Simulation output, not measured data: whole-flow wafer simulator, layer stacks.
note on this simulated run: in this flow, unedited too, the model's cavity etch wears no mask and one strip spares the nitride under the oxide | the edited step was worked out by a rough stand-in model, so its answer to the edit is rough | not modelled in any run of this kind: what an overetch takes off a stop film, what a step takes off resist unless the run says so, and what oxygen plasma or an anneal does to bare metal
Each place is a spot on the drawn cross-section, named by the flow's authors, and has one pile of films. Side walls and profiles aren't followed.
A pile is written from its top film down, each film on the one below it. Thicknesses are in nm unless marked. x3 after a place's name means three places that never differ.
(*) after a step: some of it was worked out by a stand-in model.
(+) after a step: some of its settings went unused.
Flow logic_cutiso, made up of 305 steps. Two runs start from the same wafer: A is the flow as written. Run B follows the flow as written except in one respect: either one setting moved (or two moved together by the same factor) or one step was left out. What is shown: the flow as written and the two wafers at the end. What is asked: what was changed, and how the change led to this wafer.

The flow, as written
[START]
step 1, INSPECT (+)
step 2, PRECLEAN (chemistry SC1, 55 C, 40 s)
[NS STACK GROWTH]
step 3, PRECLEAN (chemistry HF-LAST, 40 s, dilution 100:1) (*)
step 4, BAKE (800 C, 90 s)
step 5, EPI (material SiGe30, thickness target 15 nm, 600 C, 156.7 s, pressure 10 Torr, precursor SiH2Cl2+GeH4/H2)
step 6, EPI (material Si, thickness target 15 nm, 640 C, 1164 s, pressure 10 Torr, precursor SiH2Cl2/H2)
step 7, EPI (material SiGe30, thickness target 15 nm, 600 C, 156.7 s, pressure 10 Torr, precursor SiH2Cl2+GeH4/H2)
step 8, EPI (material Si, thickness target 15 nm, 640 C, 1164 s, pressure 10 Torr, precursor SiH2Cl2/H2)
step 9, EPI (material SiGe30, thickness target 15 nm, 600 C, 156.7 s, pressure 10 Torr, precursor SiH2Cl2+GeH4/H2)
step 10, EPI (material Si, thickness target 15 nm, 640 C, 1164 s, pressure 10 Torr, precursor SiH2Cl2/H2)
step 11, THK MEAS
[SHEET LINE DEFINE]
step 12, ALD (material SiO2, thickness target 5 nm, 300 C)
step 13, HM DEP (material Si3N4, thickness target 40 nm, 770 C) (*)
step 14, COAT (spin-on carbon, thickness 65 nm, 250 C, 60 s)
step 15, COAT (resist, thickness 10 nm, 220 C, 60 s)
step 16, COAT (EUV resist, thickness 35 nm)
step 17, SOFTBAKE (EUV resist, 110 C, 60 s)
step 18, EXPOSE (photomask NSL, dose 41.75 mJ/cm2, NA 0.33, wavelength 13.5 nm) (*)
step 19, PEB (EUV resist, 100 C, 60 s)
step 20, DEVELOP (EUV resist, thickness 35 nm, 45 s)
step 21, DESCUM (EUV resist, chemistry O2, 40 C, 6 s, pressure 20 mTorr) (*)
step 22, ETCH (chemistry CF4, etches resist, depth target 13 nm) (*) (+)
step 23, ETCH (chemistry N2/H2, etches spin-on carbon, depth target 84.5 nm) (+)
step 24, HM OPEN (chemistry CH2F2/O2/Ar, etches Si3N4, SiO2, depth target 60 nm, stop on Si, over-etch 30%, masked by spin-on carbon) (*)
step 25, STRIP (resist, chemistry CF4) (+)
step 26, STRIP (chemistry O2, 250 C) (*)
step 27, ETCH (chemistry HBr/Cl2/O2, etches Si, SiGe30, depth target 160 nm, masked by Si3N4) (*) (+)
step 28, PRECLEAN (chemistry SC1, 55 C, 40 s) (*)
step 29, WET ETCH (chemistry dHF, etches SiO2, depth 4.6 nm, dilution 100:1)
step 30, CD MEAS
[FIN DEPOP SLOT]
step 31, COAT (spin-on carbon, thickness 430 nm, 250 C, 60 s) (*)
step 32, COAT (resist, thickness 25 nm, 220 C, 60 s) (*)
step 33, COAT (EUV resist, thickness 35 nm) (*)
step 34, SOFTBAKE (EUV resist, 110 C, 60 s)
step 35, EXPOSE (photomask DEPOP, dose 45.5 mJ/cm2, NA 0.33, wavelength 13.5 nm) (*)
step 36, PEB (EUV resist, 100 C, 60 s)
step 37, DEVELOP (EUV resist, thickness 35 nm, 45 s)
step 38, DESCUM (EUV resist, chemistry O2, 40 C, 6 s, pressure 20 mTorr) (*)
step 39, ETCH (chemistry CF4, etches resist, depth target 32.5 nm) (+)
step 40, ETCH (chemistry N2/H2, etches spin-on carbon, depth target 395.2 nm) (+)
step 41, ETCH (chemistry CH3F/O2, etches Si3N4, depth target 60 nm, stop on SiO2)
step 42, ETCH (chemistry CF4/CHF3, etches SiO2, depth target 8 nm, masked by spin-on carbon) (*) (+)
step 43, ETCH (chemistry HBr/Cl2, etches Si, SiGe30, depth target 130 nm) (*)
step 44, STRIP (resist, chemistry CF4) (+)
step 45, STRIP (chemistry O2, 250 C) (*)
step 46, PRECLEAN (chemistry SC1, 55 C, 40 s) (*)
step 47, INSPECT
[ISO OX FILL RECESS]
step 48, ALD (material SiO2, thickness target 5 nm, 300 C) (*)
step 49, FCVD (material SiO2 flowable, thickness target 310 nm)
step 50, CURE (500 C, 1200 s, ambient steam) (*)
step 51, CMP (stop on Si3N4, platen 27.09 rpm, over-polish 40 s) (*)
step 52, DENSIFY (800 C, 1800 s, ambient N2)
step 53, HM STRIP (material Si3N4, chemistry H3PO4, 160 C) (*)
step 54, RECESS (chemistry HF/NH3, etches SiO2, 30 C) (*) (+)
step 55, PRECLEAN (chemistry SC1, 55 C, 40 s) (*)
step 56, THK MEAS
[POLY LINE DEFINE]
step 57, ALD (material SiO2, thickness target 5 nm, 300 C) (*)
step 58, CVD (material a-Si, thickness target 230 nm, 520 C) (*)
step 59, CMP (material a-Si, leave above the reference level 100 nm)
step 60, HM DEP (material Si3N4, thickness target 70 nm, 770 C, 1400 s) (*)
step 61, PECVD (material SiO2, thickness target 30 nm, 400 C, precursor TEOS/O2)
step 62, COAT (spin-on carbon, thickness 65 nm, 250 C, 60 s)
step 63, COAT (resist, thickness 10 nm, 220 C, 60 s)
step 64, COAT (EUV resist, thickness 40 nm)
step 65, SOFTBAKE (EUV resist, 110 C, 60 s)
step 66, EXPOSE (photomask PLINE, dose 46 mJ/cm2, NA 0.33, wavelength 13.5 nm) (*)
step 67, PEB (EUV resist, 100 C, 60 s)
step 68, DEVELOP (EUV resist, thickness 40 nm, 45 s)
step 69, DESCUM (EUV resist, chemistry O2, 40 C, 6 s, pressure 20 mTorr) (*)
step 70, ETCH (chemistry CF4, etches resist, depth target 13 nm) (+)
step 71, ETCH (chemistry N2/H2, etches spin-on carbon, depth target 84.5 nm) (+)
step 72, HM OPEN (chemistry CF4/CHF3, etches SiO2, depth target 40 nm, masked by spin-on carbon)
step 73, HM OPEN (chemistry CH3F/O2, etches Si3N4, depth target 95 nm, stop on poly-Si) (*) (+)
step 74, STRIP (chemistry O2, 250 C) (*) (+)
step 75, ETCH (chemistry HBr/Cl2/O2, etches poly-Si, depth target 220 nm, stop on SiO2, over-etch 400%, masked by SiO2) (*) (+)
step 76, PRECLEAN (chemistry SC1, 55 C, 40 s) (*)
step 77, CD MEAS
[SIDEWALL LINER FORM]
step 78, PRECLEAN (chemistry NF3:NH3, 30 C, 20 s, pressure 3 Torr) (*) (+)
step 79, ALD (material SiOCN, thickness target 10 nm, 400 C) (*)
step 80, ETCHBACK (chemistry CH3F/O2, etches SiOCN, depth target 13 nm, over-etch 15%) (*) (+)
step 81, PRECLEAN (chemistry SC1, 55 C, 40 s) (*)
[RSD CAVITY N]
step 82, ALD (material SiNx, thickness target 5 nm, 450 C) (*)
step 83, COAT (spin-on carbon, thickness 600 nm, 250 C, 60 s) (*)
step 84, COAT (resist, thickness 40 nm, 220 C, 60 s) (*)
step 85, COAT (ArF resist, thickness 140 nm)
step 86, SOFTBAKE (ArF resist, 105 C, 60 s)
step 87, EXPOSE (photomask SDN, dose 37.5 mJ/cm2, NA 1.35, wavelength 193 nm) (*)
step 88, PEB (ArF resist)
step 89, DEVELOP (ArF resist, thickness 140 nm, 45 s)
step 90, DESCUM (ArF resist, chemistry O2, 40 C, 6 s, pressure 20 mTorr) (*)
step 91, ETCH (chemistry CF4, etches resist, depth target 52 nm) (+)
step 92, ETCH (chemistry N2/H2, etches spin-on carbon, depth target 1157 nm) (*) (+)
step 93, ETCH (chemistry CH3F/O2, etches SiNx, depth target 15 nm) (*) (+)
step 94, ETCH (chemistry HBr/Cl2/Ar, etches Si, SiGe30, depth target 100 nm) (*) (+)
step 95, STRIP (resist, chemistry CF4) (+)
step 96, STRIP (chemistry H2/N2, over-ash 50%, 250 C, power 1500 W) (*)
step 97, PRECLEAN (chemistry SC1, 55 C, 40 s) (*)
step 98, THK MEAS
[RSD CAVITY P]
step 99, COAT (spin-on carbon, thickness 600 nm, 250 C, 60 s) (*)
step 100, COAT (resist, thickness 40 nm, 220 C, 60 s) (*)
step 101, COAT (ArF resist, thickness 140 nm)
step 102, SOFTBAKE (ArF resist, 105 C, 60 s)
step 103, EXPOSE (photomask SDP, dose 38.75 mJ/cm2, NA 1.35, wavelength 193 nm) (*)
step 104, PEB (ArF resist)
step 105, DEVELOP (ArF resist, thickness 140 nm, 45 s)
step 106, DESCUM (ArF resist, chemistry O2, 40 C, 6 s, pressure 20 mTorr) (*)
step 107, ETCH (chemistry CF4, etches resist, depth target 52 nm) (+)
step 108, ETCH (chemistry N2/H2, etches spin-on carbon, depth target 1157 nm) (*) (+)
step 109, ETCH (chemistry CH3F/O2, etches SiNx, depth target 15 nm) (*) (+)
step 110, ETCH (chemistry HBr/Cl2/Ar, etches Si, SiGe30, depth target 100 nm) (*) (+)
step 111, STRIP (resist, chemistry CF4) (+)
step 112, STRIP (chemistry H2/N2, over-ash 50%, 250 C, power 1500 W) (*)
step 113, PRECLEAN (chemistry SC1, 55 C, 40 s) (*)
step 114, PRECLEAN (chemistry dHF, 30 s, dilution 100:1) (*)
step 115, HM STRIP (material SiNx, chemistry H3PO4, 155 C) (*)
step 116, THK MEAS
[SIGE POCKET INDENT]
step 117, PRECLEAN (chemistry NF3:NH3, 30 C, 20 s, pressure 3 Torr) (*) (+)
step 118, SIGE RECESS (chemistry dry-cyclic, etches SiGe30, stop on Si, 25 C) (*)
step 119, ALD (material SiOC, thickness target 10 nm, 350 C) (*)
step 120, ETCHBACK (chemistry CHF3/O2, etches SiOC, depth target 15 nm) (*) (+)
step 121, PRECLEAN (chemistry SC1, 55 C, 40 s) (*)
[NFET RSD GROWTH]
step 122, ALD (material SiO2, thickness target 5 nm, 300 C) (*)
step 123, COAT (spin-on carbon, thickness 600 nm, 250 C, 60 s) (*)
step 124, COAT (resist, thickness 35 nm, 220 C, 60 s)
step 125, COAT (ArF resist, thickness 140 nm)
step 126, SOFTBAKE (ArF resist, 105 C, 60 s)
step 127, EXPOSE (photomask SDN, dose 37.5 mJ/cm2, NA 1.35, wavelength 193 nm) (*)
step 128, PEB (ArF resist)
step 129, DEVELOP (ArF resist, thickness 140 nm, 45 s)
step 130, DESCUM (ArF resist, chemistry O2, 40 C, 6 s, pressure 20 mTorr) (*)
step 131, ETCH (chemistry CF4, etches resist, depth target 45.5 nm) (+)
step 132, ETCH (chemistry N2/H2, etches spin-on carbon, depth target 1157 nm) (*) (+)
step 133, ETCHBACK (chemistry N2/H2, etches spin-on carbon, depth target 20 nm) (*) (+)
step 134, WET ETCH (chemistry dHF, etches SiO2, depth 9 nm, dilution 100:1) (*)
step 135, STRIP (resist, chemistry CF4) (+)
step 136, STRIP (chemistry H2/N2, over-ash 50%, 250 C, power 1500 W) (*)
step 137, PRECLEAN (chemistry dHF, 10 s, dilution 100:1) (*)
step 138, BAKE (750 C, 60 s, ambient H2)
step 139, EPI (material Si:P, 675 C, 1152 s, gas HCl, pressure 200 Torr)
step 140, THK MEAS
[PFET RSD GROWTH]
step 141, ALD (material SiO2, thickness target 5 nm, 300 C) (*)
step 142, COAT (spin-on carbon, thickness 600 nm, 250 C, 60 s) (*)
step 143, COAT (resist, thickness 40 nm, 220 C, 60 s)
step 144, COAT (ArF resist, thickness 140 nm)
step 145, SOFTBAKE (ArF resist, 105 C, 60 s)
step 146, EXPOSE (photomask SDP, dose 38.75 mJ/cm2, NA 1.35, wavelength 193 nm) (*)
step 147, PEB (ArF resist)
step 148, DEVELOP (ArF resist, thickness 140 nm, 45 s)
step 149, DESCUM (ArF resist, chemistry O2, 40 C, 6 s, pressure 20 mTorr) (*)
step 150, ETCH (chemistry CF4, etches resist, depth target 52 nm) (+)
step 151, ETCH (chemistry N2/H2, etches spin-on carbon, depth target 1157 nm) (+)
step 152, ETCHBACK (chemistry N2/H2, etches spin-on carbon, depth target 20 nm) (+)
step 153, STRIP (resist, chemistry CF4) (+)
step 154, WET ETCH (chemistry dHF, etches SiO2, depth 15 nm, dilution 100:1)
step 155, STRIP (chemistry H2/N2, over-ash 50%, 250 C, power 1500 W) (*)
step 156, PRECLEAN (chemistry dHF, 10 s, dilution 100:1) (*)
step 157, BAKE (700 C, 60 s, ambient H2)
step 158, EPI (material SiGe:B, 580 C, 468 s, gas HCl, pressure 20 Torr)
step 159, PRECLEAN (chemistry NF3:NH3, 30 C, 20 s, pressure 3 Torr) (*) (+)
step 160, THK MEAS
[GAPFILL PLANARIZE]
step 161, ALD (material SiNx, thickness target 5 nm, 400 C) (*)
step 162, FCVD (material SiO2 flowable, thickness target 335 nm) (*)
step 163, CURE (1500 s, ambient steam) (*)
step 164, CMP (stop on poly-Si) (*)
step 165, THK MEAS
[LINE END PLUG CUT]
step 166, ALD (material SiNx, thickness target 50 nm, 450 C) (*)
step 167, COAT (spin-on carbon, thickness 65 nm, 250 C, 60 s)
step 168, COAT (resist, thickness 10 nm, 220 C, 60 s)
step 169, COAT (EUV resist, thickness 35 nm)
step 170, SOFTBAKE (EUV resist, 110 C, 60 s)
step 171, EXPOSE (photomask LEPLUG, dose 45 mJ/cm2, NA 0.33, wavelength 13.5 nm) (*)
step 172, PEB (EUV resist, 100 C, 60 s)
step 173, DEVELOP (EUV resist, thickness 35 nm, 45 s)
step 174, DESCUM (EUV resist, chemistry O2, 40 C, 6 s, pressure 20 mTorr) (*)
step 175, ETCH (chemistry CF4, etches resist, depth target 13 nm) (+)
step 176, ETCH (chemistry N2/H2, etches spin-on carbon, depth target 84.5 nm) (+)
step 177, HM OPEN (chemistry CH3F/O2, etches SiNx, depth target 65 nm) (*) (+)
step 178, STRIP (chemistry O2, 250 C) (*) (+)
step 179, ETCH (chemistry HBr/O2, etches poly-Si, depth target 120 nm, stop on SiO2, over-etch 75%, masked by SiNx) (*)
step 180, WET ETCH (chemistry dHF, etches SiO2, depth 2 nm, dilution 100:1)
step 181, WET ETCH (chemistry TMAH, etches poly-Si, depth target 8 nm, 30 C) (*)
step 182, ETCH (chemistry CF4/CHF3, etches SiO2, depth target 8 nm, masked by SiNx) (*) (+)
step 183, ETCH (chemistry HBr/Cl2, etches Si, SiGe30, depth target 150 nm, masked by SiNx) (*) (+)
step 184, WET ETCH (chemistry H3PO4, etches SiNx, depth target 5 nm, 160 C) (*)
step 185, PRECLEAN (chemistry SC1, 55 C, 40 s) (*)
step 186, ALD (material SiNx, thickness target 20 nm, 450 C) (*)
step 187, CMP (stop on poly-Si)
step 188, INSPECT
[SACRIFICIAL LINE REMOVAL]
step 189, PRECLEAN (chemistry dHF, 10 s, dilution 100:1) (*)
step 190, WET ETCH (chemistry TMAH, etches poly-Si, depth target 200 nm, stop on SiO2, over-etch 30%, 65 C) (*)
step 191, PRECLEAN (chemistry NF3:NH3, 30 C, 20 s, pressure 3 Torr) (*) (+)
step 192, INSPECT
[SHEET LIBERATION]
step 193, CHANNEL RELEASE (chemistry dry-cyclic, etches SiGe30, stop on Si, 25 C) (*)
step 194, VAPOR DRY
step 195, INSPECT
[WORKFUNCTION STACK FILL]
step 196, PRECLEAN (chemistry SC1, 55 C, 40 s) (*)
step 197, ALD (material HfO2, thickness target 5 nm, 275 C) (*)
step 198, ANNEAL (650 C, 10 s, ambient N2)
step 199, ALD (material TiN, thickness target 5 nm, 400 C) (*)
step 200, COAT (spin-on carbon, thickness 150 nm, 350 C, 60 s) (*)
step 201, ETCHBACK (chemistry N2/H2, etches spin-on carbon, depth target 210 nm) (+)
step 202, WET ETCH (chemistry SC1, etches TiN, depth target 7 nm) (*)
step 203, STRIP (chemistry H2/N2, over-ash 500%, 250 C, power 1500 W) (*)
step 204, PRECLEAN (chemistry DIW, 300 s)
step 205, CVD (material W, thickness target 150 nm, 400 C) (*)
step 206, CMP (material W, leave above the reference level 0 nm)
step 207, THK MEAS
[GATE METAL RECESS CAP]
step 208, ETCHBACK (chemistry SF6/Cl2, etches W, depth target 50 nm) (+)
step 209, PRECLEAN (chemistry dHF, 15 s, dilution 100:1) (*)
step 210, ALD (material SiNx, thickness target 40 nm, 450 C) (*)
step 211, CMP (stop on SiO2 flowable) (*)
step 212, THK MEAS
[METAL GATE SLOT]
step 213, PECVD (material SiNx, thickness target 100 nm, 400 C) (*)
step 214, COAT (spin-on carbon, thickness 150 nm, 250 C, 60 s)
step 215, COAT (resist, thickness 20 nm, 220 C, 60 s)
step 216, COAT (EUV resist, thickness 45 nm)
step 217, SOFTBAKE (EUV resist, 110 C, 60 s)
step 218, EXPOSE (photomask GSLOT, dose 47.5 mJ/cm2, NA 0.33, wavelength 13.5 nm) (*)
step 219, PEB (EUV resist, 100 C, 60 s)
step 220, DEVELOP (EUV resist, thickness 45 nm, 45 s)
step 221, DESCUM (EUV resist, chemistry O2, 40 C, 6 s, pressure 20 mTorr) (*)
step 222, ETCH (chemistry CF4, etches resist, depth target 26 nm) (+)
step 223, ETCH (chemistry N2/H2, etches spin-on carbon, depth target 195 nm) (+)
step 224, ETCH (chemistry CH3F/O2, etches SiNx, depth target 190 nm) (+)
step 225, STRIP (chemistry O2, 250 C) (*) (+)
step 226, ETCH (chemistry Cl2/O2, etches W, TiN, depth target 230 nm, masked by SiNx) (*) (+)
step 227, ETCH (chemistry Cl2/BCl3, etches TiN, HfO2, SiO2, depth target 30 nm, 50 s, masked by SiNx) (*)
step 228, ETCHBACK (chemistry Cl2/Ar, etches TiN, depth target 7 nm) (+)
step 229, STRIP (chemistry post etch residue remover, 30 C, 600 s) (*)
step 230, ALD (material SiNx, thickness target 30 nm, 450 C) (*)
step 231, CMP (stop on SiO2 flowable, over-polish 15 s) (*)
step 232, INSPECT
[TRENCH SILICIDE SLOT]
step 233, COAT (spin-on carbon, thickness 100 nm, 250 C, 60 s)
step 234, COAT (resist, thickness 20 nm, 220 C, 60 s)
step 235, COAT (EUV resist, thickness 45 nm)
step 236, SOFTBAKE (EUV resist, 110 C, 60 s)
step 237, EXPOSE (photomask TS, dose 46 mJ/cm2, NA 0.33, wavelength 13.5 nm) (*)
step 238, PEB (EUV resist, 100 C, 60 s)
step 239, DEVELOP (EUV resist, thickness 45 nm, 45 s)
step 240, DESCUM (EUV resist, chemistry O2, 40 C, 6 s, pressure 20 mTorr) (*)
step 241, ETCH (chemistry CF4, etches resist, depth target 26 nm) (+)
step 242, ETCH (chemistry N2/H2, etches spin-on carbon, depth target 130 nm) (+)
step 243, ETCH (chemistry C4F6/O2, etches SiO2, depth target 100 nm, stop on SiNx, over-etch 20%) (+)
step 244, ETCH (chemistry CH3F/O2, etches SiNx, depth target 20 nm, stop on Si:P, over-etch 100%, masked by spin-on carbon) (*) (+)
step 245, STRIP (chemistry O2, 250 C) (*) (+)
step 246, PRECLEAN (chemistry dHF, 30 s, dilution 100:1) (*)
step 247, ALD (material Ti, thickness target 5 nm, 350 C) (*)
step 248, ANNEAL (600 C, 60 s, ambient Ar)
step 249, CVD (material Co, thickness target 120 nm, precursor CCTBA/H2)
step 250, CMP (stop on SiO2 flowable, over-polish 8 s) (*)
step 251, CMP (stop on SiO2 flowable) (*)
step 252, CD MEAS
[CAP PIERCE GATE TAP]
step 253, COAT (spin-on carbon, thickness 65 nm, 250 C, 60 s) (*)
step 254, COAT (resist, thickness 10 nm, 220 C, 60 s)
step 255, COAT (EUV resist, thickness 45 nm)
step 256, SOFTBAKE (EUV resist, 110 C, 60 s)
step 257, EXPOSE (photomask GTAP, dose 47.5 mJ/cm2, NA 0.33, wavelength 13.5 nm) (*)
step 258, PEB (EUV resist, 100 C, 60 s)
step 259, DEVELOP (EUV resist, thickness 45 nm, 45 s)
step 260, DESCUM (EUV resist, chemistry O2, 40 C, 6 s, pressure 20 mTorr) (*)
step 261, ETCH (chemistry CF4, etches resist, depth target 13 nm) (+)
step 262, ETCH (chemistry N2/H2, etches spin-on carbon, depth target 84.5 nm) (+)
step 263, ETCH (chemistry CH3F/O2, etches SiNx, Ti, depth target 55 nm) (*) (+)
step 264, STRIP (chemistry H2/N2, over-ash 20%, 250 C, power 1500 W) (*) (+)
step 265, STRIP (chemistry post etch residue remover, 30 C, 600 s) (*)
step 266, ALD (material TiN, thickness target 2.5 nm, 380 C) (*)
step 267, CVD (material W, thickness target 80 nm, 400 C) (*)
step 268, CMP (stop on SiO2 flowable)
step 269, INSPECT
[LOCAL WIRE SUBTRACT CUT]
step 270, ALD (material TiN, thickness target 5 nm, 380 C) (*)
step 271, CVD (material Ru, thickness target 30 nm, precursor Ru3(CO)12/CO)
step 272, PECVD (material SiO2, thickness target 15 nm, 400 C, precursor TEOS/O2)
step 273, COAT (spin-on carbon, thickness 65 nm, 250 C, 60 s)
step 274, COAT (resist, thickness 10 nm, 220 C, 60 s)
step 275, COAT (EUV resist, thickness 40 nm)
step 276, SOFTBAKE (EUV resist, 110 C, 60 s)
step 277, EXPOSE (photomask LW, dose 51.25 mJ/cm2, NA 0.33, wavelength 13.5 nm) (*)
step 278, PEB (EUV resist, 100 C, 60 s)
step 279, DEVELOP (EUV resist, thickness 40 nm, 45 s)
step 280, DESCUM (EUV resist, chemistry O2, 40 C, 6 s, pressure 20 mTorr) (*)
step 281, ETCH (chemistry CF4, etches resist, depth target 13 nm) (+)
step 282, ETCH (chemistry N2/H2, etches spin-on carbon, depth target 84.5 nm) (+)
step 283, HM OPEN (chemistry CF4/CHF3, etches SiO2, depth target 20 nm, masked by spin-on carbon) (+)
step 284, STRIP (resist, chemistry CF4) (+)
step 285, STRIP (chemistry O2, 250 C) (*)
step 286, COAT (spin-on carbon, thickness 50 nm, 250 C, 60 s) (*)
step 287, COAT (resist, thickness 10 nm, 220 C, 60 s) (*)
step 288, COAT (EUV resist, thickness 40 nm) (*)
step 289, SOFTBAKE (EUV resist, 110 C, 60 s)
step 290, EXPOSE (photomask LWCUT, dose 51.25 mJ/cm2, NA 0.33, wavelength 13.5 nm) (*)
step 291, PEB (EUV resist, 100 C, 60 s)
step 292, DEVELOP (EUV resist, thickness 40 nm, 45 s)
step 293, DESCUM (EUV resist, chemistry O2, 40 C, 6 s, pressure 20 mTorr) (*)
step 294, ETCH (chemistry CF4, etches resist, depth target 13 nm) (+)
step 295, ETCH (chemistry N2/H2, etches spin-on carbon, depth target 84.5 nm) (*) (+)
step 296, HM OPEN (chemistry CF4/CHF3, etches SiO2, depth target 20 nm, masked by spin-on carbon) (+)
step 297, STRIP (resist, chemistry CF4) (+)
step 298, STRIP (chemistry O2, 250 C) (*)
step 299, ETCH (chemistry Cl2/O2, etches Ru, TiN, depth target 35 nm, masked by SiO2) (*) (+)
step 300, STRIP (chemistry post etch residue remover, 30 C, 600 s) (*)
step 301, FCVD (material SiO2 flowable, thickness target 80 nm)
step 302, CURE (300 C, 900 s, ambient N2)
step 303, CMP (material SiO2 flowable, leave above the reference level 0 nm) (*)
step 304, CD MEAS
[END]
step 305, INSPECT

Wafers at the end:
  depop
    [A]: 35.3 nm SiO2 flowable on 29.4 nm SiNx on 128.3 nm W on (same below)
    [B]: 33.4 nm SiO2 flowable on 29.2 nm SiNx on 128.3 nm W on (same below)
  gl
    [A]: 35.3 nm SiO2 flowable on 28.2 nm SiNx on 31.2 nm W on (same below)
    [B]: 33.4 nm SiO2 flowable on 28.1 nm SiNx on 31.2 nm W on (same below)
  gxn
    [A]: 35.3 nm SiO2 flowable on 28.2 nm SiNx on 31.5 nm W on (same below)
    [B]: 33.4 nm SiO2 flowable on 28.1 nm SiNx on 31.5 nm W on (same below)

The reason: step 270, ALD: thickness target 3 nm was run, whereas the flow has thickness target 5 nm.

Step by step, how the change led to this:
  step 270, ALD (material TiN, thickness target 5 nm, 380 C) (*)
      depop, dpovl, gfld and 19 more: A TiN gains 5 (new film) | B TiN gains 3 (new film)
  step 299, ETCH (chemistry Cl2/O2, etches Ru, TiN, depth target 35 nm, masked by SiO2) (*) (+)
      depop, dpovl, gfld and 9 more: A Ru loses 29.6 (all of it), TiN loses 5 (all of it) | B Ru loses 29.6 (all of it), TiN loses 3 (all of it), SiNx loses 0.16
      iso, rsdx: A Ru loses 29.6 (all of it), TiN loses 5 (all of it) | B Ru loses 29.6 (all of it), TiN loses 3 (all of it), SiO2 flowable loses 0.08
      (as well as at 4 more places)
  step 301, FCVD (material SiO2 flowable, thickness target 80 nm)
      lnrt, rsdn, rsdp, tap: A SiO2 flowable gains 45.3 (new film) | B SiO2 flowable gains 46.7 (new film)
  step 303, CMP (material SiO2 flowable, leave above the reference level 0 nm) (*)
      gfld, gl, glp and 10 more: A SiO2 flowable loses 59.2 | B SiO2 flowable loses 60.5
      depop, dpovl, isow, ns, nsgap: A SiO2 flowable loses 44.7 | B SiO2 flowable loses 46.6
      (as well as at 4 more places)
